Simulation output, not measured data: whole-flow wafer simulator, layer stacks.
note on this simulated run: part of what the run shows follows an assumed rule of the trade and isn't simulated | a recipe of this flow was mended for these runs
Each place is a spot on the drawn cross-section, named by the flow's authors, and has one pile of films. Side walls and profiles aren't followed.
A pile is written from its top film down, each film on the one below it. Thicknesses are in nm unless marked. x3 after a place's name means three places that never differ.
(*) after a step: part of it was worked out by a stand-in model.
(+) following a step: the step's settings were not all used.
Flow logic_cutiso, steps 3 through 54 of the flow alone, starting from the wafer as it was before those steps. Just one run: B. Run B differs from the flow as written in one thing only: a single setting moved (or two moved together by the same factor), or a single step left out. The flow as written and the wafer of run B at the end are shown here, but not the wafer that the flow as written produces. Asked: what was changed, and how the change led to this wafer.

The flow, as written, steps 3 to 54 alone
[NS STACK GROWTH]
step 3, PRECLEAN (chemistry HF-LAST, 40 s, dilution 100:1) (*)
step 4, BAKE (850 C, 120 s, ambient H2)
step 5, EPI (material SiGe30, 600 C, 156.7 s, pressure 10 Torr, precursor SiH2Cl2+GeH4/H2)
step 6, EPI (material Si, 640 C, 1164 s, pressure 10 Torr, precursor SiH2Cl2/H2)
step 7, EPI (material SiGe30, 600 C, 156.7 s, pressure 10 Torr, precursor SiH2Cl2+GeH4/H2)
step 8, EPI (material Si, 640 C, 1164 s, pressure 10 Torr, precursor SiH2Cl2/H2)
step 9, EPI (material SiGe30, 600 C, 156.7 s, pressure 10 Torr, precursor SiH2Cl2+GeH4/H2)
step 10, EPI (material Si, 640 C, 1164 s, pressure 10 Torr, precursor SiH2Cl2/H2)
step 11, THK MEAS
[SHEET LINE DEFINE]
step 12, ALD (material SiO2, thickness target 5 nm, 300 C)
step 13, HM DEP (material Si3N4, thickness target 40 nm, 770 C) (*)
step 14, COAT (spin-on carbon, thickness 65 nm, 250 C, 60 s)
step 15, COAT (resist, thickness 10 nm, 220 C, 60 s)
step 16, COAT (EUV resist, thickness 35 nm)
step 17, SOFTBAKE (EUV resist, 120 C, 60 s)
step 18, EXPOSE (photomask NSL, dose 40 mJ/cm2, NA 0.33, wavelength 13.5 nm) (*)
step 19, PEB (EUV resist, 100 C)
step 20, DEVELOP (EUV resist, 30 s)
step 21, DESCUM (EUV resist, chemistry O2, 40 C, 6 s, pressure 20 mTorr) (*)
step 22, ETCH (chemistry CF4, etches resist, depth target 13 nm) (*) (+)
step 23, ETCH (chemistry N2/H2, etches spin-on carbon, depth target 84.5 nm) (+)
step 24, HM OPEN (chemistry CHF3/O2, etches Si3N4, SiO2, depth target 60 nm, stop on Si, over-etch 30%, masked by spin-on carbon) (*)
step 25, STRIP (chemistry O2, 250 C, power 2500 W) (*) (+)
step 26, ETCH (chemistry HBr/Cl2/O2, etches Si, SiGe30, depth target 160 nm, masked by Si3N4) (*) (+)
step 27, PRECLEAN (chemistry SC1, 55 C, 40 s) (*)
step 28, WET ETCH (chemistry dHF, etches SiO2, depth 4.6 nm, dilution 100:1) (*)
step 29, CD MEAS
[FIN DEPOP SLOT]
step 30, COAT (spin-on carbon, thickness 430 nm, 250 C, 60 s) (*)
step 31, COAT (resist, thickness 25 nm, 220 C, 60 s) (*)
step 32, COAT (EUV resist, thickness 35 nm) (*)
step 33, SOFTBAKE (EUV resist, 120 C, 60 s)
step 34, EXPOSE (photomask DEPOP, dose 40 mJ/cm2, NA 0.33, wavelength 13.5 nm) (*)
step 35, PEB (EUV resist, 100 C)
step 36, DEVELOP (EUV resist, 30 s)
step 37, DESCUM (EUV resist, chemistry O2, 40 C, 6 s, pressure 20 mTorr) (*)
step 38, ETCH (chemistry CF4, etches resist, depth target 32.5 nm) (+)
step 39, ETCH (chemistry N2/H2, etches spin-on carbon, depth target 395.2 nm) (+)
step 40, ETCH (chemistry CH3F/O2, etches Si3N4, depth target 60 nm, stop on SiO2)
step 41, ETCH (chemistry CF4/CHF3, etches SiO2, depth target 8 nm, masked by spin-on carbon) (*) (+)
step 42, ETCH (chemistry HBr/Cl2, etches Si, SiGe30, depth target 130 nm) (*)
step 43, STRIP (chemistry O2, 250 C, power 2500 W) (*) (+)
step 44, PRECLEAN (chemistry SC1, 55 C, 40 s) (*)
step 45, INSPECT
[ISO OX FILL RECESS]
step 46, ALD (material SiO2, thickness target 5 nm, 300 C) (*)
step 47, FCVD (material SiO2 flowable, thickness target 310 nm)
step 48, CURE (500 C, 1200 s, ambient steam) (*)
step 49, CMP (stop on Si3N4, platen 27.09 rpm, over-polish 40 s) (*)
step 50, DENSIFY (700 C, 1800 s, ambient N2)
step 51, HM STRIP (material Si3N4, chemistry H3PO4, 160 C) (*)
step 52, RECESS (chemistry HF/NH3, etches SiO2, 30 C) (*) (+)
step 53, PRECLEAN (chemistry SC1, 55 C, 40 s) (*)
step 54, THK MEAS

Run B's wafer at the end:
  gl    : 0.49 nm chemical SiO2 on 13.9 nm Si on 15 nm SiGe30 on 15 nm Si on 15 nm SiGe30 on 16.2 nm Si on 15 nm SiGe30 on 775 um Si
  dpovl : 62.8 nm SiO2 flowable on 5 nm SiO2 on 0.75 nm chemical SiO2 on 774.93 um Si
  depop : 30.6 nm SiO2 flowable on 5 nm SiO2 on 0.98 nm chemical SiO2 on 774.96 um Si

Cause: step 6, EPI: 1258 s was run, whereas the flow has 1164 s.

The path from the change to this, step by step:
  step 6, EPI (material Si, 640 C, 1164 s, pressure 10 Torr, precursor SiH2Cl2/H2)
      depop, dpovl, gfld and 19 more: Si gains 16.2 (new film) (it would be, as written: Si gains 15 (new film))
  step 26, ETCH (chemistry HBr/Cl2/O2, etches Si, SiGe30, depth target 160 nm, masked by Si3N4) (*) (+)
      dpovl, gfld, gxf, iso, isow, lnri, nsgap: chemical SiO2 loses 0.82 (all of it), Si loses 12 (all of it), SiGe30 loses 15 (all of it), Si loses 15 (all of it), SiGe30 loses 15 (all of it), Si loses 16.2 (all of it), SiGe30 loses 15 (all of it), Si loses 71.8 (it would be, as written: chemical SiO2 loses 0.82 (all of it), Si loses 12 (all of it), SiGe30 loses 15 (all of it), Si loses 15 (all of it), SiGe30 loses 15 (all of it), Si loses 15 (all of it), SiGe30 loses 15 (all of it), Si loses 73)
  step 42, ETCH (chemistry HBr/Cl2, etches Si, SiGe30, depth target 130 nm) (*)
      depop: Si loses 13.8 (all of it), SiGe30 loses 15 (all of it), Si loses 15 (all of it), SiGe30 loses 15 (all of it), Si loses 16.2 (all of it), SiGe30 loses 15 (all of it), Si loses 40 (it would be, as written: Si loses 13.8 (all of it), SiGe30 loses 15 (all of it), Si loses 15 (all of it), SiGe30 loses 15 (all of it), Si loses 15 (all of it), SiGe30 loses 15 (all of it), Si loses 41.2)
